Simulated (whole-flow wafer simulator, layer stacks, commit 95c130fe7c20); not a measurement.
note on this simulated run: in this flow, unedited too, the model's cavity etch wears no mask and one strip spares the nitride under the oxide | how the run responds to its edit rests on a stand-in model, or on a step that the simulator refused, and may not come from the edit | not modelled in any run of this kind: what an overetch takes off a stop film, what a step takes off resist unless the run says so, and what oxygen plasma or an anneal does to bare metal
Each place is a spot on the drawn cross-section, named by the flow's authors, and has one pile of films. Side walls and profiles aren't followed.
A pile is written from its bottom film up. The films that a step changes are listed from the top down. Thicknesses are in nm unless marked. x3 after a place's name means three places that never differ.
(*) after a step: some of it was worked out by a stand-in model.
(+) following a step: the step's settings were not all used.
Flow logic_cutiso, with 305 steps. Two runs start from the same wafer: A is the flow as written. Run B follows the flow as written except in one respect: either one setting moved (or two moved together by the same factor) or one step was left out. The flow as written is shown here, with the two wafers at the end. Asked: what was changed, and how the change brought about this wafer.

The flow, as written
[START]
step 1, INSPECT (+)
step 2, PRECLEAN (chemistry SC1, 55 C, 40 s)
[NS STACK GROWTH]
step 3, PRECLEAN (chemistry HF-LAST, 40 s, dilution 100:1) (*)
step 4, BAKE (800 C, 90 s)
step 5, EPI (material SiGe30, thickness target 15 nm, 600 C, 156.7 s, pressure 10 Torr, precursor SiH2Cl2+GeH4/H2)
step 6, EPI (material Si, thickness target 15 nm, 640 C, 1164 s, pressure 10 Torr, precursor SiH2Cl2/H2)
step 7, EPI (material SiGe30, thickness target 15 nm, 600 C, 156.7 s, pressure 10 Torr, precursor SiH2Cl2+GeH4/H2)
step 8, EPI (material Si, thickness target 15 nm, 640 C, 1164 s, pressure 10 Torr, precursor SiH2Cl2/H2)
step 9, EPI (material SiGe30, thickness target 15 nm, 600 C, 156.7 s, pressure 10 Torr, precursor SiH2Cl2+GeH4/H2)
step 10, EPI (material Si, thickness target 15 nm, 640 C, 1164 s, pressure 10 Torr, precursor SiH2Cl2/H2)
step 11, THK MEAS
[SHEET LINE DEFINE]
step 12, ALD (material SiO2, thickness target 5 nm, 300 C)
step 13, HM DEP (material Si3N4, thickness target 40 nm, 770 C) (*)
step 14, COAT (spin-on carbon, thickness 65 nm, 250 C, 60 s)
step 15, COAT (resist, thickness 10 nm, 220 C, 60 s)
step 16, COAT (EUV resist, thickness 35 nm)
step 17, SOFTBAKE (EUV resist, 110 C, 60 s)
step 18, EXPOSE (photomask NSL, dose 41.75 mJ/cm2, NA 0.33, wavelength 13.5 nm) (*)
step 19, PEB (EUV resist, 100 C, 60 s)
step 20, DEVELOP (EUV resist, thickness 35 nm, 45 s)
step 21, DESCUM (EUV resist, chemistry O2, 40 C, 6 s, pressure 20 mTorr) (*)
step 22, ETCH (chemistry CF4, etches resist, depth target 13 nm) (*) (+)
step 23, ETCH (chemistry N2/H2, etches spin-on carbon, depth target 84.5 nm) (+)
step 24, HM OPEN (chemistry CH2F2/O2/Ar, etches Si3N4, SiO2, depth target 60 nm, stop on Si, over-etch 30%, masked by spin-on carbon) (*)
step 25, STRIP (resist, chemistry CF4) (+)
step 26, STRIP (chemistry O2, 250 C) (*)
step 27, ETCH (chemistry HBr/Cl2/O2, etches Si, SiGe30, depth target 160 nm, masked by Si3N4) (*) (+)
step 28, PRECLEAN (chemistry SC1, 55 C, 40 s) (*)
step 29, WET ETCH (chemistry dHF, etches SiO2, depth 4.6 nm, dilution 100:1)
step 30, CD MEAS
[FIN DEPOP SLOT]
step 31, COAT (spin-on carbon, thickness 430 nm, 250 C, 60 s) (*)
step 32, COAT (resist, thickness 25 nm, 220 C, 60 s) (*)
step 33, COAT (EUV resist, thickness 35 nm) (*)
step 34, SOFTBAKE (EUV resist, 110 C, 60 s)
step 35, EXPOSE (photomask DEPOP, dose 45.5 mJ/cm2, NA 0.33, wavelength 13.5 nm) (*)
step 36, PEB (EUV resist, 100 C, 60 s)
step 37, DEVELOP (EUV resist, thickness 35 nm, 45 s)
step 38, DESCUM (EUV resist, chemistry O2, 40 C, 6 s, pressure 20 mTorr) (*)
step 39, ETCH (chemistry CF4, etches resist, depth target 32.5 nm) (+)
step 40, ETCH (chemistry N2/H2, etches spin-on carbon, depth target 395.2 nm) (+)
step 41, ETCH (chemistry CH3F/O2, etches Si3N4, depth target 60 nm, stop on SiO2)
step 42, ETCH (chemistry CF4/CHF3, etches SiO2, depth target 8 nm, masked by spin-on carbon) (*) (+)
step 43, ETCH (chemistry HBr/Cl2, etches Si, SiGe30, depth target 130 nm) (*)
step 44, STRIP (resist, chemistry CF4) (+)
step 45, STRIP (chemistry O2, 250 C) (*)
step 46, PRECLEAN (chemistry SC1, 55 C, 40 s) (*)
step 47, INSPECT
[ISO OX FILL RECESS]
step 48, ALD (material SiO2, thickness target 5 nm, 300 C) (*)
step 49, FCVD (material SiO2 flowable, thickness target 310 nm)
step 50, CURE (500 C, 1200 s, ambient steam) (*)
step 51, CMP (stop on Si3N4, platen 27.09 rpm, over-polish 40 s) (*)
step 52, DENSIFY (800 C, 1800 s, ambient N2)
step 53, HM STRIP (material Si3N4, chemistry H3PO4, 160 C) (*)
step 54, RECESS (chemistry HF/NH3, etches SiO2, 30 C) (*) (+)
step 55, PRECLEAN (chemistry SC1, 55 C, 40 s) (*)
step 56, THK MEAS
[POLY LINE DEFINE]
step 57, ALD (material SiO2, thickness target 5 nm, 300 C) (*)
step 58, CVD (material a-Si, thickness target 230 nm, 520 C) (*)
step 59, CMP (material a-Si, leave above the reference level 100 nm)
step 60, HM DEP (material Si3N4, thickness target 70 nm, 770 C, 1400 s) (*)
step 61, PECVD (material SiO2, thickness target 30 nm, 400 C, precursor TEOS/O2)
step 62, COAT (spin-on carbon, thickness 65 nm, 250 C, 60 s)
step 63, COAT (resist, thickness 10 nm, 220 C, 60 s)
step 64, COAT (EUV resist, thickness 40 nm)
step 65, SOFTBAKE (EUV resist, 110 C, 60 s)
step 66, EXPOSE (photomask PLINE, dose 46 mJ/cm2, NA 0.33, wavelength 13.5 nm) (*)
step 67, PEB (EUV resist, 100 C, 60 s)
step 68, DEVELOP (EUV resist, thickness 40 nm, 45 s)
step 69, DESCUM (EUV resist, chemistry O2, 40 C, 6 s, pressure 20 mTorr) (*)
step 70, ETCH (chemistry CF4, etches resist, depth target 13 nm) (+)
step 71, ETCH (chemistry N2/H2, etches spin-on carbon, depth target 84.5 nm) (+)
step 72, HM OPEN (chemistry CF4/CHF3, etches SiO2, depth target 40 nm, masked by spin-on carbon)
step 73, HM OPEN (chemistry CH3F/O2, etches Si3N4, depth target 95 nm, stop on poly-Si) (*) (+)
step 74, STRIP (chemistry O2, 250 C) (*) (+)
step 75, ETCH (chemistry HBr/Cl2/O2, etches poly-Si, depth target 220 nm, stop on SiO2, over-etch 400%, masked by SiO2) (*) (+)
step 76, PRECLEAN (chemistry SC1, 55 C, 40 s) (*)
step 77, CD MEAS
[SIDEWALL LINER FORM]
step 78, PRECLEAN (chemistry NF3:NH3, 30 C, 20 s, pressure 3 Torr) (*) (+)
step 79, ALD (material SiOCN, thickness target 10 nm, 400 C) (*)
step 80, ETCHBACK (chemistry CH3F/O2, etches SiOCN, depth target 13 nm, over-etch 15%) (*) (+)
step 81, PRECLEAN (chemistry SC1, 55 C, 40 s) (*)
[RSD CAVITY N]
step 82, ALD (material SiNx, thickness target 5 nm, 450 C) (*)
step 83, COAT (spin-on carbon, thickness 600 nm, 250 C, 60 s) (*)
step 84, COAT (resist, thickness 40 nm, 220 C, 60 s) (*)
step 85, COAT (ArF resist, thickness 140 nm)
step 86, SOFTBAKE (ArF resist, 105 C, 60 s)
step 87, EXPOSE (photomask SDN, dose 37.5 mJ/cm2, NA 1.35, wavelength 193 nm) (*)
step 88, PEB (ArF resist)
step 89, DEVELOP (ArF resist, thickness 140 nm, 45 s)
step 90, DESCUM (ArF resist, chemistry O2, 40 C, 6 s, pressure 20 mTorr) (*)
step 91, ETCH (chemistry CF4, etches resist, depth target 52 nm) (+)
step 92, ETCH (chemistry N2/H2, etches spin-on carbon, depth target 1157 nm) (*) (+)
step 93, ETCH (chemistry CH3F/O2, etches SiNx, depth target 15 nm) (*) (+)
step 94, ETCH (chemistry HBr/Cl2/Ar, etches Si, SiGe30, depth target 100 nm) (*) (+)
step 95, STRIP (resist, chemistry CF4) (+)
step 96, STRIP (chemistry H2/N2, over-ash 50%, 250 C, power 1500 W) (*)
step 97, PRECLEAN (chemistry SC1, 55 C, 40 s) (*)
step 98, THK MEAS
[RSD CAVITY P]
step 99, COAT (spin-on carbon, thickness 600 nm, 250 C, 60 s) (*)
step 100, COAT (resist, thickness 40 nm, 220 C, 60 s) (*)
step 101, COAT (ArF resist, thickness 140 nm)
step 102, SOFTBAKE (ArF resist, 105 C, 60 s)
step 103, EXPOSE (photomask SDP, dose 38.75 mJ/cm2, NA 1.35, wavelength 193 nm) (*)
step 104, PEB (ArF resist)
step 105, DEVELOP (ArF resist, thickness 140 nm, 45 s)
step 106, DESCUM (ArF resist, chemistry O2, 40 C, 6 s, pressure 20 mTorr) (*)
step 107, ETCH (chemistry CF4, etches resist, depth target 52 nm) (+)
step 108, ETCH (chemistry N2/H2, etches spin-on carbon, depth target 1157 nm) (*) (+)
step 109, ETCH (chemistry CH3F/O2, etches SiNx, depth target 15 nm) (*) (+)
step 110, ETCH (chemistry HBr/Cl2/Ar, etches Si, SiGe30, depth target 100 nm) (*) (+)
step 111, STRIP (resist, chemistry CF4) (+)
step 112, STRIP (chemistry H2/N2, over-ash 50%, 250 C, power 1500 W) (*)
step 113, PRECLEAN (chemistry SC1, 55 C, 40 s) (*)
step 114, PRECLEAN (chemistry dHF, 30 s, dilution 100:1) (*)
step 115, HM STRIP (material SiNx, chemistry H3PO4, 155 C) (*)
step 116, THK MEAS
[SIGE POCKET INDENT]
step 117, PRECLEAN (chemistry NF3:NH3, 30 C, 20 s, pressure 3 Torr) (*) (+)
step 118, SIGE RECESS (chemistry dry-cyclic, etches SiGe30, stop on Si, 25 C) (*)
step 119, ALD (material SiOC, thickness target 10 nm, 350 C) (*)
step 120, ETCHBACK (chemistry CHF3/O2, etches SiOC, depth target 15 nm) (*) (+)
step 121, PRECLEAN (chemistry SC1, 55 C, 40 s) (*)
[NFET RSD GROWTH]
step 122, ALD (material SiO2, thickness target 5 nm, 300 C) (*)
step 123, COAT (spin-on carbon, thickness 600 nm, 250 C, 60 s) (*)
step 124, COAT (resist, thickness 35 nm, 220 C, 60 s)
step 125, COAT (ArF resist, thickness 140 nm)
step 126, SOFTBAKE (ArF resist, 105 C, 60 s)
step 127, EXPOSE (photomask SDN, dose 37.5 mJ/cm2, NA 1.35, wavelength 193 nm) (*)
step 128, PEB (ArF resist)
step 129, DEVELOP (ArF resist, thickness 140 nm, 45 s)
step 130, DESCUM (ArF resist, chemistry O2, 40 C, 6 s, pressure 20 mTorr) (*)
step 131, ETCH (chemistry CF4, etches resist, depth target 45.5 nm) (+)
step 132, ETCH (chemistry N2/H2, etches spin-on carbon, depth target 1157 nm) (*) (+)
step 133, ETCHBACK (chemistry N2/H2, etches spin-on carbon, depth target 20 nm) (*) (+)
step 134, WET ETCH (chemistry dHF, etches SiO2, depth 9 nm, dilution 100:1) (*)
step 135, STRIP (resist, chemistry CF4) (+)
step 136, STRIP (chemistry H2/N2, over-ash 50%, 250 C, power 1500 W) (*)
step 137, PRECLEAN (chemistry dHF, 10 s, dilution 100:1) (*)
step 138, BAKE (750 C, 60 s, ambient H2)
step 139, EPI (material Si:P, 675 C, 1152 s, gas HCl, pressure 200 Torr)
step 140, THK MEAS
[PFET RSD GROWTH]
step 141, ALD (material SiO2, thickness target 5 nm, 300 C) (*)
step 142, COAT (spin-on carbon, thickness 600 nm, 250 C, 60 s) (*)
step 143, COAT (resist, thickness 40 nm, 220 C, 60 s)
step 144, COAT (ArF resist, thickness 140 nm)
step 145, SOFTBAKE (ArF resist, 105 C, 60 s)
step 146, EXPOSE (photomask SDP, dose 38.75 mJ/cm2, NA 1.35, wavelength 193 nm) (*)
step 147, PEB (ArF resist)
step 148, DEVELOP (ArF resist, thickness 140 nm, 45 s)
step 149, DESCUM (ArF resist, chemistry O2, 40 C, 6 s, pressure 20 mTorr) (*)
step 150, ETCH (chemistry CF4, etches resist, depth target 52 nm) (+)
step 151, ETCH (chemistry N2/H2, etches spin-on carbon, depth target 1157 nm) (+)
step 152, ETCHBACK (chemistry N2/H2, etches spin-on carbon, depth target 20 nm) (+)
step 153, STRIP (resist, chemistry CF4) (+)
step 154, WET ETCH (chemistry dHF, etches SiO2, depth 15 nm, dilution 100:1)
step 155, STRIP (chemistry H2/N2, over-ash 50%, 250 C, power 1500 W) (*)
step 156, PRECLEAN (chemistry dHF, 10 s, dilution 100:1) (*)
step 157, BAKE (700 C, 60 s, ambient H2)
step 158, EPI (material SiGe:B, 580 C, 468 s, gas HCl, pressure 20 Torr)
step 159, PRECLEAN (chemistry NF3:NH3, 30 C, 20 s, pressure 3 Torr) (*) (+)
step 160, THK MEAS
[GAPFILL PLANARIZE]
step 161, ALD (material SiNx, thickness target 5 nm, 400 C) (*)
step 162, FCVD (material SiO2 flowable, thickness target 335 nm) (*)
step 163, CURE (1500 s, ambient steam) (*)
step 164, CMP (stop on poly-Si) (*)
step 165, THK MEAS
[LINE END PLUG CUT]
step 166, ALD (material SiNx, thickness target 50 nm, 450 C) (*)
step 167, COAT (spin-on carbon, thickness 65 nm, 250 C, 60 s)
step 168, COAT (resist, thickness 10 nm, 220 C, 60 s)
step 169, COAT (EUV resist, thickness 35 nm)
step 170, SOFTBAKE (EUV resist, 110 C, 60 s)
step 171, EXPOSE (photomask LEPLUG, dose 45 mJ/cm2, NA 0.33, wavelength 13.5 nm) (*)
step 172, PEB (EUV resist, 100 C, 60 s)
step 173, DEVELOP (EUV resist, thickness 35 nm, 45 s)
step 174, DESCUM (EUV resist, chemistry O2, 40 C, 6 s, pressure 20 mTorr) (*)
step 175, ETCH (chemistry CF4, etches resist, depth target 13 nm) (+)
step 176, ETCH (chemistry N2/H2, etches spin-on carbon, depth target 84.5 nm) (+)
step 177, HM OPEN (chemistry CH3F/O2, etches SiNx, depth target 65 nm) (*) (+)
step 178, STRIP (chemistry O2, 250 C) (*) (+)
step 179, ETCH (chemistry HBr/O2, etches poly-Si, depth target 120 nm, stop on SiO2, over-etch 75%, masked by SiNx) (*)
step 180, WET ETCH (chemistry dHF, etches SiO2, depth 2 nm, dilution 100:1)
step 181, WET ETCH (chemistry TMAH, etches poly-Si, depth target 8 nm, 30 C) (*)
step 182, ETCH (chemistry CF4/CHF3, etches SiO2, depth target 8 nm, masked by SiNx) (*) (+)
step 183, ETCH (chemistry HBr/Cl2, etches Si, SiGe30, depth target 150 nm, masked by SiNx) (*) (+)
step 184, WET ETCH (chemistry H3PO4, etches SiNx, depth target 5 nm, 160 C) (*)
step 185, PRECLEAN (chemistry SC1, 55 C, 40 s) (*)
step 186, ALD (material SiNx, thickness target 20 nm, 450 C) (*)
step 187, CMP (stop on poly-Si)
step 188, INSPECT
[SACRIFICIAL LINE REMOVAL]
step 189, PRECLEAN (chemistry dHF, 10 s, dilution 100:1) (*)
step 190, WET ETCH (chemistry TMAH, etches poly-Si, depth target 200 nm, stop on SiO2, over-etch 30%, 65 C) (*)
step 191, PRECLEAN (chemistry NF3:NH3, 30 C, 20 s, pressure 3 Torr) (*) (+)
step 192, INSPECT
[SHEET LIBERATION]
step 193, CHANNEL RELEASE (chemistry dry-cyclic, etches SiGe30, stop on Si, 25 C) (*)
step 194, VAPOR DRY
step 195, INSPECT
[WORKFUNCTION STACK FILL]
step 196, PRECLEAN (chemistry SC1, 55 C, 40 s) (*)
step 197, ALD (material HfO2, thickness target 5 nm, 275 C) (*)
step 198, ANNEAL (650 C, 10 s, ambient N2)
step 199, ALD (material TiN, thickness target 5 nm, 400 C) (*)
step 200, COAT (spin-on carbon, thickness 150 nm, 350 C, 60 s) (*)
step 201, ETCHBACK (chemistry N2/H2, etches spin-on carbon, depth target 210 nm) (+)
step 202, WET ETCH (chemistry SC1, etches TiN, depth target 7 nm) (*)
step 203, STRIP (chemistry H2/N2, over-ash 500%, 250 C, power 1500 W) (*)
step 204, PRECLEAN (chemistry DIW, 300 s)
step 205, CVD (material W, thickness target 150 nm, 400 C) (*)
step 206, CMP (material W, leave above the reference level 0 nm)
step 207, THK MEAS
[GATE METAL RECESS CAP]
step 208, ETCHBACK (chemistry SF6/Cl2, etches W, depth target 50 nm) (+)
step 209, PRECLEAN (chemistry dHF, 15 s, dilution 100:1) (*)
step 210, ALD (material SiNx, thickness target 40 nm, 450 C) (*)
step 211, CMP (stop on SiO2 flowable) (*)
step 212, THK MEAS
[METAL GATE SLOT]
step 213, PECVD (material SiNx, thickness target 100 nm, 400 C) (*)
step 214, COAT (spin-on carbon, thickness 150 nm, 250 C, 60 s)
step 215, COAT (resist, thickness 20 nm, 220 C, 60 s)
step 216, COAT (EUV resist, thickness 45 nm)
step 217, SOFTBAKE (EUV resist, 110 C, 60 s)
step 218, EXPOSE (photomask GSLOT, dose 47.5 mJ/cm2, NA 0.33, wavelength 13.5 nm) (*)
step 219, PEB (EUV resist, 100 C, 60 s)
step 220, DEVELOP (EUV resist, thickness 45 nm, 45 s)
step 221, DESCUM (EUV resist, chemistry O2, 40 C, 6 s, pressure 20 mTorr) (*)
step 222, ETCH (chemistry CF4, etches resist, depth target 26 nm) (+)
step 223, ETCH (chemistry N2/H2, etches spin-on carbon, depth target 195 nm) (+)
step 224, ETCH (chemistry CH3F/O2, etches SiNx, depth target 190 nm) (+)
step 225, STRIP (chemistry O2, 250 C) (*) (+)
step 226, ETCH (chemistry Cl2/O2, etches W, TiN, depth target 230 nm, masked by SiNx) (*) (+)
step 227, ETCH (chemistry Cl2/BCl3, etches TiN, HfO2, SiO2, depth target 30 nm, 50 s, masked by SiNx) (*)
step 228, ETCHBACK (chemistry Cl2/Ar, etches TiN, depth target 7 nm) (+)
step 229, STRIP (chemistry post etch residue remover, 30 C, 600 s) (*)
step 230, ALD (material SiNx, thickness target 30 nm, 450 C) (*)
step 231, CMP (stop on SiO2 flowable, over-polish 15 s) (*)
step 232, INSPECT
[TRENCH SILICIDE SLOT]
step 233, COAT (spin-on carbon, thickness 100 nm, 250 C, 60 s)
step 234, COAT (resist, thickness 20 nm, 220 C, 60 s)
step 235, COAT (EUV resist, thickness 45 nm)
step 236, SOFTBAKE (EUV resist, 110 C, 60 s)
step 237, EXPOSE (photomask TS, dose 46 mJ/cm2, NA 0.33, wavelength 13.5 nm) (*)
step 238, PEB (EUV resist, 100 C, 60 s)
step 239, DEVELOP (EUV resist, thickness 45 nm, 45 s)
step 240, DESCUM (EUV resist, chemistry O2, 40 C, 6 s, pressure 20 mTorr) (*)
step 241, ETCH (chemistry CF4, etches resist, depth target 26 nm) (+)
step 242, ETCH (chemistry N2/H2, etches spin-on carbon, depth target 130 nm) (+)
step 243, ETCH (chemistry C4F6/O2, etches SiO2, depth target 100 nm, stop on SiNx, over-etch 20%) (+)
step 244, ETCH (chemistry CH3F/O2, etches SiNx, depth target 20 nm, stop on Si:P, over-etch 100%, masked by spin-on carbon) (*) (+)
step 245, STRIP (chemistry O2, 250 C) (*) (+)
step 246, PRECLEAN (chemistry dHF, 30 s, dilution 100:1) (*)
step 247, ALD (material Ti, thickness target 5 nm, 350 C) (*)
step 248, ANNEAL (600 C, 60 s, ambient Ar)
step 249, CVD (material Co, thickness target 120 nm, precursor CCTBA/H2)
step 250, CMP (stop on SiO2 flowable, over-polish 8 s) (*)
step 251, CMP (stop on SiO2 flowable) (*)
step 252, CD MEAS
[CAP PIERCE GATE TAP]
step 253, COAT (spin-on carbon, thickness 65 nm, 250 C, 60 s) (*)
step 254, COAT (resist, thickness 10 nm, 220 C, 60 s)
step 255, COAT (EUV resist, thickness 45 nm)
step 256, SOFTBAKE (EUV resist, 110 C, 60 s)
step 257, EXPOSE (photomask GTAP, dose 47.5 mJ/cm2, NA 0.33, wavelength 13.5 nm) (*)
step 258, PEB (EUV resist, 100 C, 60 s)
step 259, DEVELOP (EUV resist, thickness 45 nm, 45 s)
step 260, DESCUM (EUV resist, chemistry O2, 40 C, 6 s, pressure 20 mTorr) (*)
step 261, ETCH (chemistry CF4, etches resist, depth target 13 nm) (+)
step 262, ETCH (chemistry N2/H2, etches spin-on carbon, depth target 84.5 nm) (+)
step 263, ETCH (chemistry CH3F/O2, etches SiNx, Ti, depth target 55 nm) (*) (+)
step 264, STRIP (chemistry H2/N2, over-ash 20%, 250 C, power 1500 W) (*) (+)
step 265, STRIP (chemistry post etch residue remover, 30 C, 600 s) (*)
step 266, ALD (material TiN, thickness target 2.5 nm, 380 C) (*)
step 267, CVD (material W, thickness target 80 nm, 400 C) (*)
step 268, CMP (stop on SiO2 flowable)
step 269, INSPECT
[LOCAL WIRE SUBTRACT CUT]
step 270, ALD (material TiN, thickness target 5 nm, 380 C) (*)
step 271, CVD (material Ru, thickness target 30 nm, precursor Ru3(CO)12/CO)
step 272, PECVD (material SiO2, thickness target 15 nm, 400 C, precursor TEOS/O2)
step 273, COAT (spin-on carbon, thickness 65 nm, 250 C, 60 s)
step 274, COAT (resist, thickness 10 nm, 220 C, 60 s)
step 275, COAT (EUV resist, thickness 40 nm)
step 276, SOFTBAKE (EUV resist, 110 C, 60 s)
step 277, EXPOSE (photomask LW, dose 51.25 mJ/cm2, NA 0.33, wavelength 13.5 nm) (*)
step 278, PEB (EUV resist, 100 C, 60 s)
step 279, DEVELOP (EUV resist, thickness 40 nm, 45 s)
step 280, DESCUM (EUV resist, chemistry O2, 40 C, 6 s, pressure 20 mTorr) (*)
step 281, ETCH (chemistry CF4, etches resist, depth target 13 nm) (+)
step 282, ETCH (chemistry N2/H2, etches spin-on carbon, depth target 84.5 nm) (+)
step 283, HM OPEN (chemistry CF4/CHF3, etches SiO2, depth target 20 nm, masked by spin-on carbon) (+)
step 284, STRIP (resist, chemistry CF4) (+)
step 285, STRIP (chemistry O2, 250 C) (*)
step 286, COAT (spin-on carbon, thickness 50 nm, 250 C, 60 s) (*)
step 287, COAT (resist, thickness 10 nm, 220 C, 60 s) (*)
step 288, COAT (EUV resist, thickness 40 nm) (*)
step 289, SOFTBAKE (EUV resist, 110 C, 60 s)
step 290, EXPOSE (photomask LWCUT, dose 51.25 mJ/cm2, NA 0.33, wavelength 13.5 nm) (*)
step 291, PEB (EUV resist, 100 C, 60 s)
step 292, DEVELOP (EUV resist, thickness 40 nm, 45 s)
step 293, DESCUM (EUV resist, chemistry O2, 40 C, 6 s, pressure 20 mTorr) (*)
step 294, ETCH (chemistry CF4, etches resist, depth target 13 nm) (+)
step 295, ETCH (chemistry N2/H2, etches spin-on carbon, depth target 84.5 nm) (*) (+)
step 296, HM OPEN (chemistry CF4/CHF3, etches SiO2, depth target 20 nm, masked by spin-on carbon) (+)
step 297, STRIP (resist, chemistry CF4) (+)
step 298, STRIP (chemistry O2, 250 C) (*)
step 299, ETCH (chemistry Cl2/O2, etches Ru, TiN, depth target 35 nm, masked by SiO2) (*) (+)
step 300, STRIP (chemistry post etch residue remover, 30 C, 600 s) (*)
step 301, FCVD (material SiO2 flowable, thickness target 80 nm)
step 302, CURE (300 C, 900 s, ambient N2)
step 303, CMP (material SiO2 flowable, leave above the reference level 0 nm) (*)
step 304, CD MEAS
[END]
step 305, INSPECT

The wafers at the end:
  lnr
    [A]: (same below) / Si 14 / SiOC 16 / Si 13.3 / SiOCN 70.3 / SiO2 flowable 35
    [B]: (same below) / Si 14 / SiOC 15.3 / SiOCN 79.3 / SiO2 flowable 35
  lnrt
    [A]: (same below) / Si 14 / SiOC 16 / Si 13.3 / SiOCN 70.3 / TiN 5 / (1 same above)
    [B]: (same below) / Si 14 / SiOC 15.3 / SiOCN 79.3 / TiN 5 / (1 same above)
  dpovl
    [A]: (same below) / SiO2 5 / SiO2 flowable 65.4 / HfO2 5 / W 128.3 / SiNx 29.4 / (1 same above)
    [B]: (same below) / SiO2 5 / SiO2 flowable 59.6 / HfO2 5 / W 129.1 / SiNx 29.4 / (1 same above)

What caused this: step 57, ALD: material SiO2, thickness target 5 nm, 300 C (*), was skipped.

How this came from the change, step by step:
  step 75, ETCH (chemistry HBr/Cl2/O2, etches poly-Si, depth target 220 nm, stop on SiO2, over-etch 400%, masked by SiO2) (*) (+)
      lnr, lnrp, lnrt, rsdn, rsdp, rsdw, rsdx: A -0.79 chemical SiO2 (all of it), -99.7 poly-Si (all of it), -5 SiO2 (all of it) | B -0.79 chemical SiO2 (all of it), -99.7 poly-Si (all of it), -0.49 chemical SiO2 (all of it), -13.9 Si (all of it)
      iso, lnri: A -0.79 chemical SiO2 (all of it), -189.1 poly-Si (all of it), -4.55 SiO2 | B -0.79 chemical SiO2 (all of it), -189.1 poly-Si (all of it), -4.55 SiO2 flowable
  step 80, ETCHBACK (chemistry CH3F/O2, etches SiOCN, depth target 13 nm, over-etch 15%) (*) (+)
      rsdn, rsdp, rsdw, rsdx: A -10 SiOCN (all of it), -0.7 Si | B -10 SiOCN (all of it), -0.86 SiGe30
      lnr, lnrp, lnrt: A +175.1 SiOCN | B +184.1 SiOCN
  step 94, ETCH (chemistry HBr/Cl2/Ar, etches Si, SiGe30, depth target 100 nm) (*) (+)
      rsdn, rsdx: A -0.49 chemical SiO2 (all of it), -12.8 Si (all of it), -15 SiGe30 (all of it), -15 Si (all of it), -15 SiGe30 (all of it), -15 Si (all of it), -15 SiGe30 (all of it), -12.2 Si | B -0.49 chemical SiO2 (all of it), -13.7 SiGe30 (all of it), -15 Si (all of it), -15 SiGe30 (all of it), -15 Si (all of it), -15 SiGe30 (all of it), -26.3 Si
  step 110, ETCH (chemistry HBr/Cl2/Ar, etches Si, SiGe30, depth target 100 nm) (*) (+)
      rsdp, rsdw: A -0.49 chemical SiO2 (all of it), -12.8 Si (all of it), -15 SiGe30 (all of it), -15 Si (all of it), -15 SiGe30 (all of it), -15 Si (all of it), -15 SiGe30 (all of it), -12.2 Si | B -0.49 chemical SiO2 (all of it), -13.7 SiGe30 (all of it), -15 Si (all of it), -15 SiGe30 (all of it), -15 Si (all of it), -15 SiGe30 (all of it), -26.3 Si
  step 118, SIGE RECESS (chemistry dry-cyclic, etches SiGe30, stop on Si, 25 C) (*)
      lnr, lnrp, lnrt: A -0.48 SiOCN, -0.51 Si, +16 cavity (new film), -15 SiGe30 (all of it), -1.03 Si, +16 cavity (new film), -15 SiGe30 (all of it), -1.03 Si, +16 cavity (new film), -15 SiGe30 (all of it), -0.51 Si | B -0.48 SiOCN, +15.3 cavity (new film), -14.8 SiGe30 (all of it), -1.03 Si, +16 cavity (new film), -15 SiGe30 (all of it), -1.03 Si, +16 cavity (new film), -15 SiGe30 (all of it), -0.51 Si
  step 119, ALD (material SiOC, thickness target 10 nm, 350 C) (*)
      lnr, lnrp, lnrt: A +10 SiOC (new film), +16 SiOC (new film), -16 cavity (all of it), +16 SiOC (new film), -16 cavity (all of it), +16 SiOC (new film), -16 cavity (all of it) | B +10 SiOC (new film), +15.3 SiOC (new film), -15.3 cavity (all of it), +16 SiOC (new film), -16 cavity (all of it), +16 SiOC (new film), -16 cavity (all of it)
  step 139, EPI (material Si:P, 675 C, 1152 s, gas HCl, pressure 200 Torr)
      rsdn, rsdx: A +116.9 Si:P (new film) | B +131 Si:P (new film)
  step 141, ALD (material SiO2, thickness target 5 nm, 300 C) (*)
      gxn: A +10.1 SiO2 (new film) | B +6.21 SiO2 (new film)
  step 158, EPI (material SiGe:B, 580 C, 468 s, gas HCl, pressure 20 Torr)
      rsdp, rsdw: A +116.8 SiGe:B (new film) | B +131 SiGe:B (new film)
  step 159, PRECLEAN (chemistry NF3:NH3, 30 C, 20 s, pressure 3 Torr) (*) (+)
      gxn: A -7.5 SiO2 | B -4.69 SiO2 (all of it), -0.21 Si3N4
  step 164, CMP (stop on poly-Si) (*)
      gxn: A -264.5 SiO2 flowable (all of it), -5 SiNx (all of it), -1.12 SiO2 (all of it), -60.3 Si3N4 (all of it) | B -267.1 SiO2 flowable (all of it), -5 SiNx (all of it), -60.3 Si3N4 (all of it)
  step 179, ETCH (chemistry HBr/O2, etches poly-Si, depth target 120 nm, stop on SiO2, over-etch 75%, masked by SiNx) (*)
      plug: A -0.79 chemical SiO2 (all of it), -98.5 poly-Si (all of it), -1.86 SiO2 | B -0.79 chemical SiO2 (all of it), -98.5 poly-Si (all of it), -0.49 chemical SiO2 (all of it), -13.9 Si (all of it)
  step 180, WET ETCH (chemistry dHF, etches SiO2, depth 2 nm, dilution 100:1)
      plug: A -2 SiO2 | B nothing
  step 182, ETCH (chemistry CF4/CHF3, etches SiO2, depth target 8 nm, masked by SiNx) (*) (+)
      depop, dpovl, gfld and 18 more: A -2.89 SiNx | B nothing
      plug: A -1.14 SiO2 (all of it), -0.49 chemical SiO2 (all of it), -0.33 Si | B nothing
  step 183, ETCH (chemistry HBr/Cl2, etches Si, SiGe30, depth target 150 nm, masked by SiNx) (*) (+)
      plug: A -13.6 Si (all of it), -15 SiGe30 (all of it), -15 Si (all of it), -15 SiGe30 (all of it), -15 Si (all of it), -15 SiGe30 (all of it), -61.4 Si | B -15 SiGe30 (all of it), -15 Si (all of it), -15 SiGe30 (all of it), -15 Si (all of it), -15 SiGe30 (all of it), -75 Si
  step 186, ALD (material SiNx, thickness target 20 nm, 450 C) (*)
      plug: A +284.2 SiNx (new film) | B +295.6 SiNx (new film)
  ... 10 further steps ...
  step 249, CVD (material Co, thickness target 120 nm, precursor CCTBA/H2)
      rsdp, rsdw: A +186 Co (new film) | B +181.1 Co (new film)
      rsdn: A +187.9 Co (new film) | B +183 Co (new film)
